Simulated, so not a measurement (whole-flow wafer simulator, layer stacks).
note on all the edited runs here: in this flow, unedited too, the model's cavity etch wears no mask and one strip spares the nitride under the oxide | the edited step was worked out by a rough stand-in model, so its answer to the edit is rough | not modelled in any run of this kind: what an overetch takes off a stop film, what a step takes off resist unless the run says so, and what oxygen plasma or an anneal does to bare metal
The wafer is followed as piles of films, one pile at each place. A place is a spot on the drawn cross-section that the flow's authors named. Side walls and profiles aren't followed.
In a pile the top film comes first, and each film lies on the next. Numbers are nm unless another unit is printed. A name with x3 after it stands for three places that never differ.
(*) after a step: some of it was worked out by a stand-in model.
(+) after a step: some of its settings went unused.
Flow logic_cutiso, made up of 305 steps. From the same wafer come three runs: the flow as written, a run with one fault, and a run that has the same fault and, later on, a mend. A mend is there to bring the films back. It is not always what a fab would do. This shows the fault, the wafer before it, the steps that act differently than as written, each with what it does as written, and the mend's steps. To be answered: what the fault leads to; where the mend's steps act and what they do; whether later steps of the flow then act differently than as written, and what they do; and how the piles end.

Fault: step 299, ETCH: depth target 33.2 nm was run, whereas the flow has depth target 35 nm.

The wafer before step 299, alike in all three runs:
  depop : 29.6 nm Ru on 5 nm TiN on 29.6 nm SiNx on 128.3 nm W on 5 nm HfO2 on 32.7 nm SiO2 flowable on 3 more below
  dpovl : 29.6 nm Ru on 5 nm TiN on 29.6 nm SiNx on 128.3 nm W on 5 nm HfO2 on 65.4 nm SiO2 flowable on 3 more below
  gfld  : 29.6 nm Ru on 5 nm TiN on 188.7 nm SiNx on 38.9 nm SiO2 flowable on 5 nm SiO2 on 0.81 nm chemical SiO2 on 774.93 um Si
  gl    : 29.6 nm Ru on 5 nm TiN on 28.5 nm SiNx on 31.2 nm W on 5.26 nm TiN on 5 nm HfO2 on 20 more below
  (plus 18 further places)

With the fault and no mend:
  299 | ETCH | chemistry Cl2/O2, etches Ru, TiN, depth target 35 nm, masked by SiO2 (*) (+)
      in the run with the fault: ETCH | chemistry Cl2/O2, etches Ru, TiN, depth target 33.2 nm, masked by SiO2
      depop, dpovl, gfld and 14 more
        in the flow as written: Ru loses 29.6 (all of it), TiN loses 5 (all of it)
        in the run with the fault: Ru loses 29.6 (all of it), TiN loses 3.56
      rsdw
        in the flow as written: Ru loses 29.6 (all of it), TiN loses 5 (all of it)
        in the run with the fault: Ru loses 29.6 (all of it), TiN loses 3.55
  Steps further on in the flow that do not act as written (1 more step, not shown, differs only slightly: by at most 2% or 0.5 nm, whichever is larger):
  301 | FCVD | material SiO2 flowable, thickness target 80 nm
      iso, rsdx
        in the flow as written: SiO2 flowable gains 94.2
        in the run with the fault: SiO2 flowable gains 93.8 (new film)
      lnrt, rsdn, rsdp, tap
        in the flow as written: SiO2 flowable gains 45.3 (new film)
        in the run with the fault: SiO2 flowable gains 46.4 (new film)
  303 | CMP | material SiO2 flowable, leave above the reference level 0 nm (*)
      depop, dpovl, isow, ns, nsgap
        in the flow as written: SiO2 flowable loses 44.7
        in the run with the fault: SiO2 flowable loses 46.4
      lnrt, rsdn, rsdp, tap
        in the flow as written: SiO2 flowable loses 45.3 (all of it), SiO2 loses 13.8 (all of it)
        in the run with the fault: SiO2 flowable loses 46.4 (all of it), SiO2 loses 13.9 (all of it)
  By the end, the piles at depop, dpovl, gfld and 15 more depart from the flow's by more than 2% or 0.5 nm, whichever is larger.
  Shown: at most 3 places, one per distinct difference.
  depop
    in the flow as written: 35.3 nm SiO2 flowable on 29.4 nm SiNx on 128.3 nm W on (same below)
    in the run with the fault: 33.6 nm SiO2 flowable on 1.44 nm TiN on 29.6 nm SiNx on 128.3 nm W on (same below)
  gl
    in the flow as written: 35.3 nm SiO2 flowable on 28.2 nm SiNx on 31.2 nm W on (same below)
    in the run with the fault: 33.6 nm SiO2 flowable on 1.44 nm TiN on 28.5 nm SiNx on 31.2 nm W on (same below)
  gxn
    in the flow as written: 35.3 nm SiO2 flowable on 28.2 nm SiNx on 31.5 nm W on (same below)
    in the run with the fault: 33.6 nm SiO2 flowable on 1.44 nm TiN on 28.5 nm SiNx on 31.5 nm W on (same below)

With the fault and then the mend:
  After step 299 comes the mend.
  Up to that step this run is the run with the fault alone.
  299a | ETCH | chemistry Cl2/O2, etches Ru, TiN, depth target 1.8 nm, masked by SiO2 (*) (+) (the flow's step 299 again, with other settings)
      depop, dpovl, gfld and 14 more
        TiN loses 1.44 (all of it)
      lnrt, rsdn, rsdp, tap
        SiO2 loses 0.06
      rsdw
        TiN loses 1.45 (all of it)
  None of the later steps of the flow acts differently than as written at any place that is followed.
  The piles end the same as the flow's at every place that both follow.
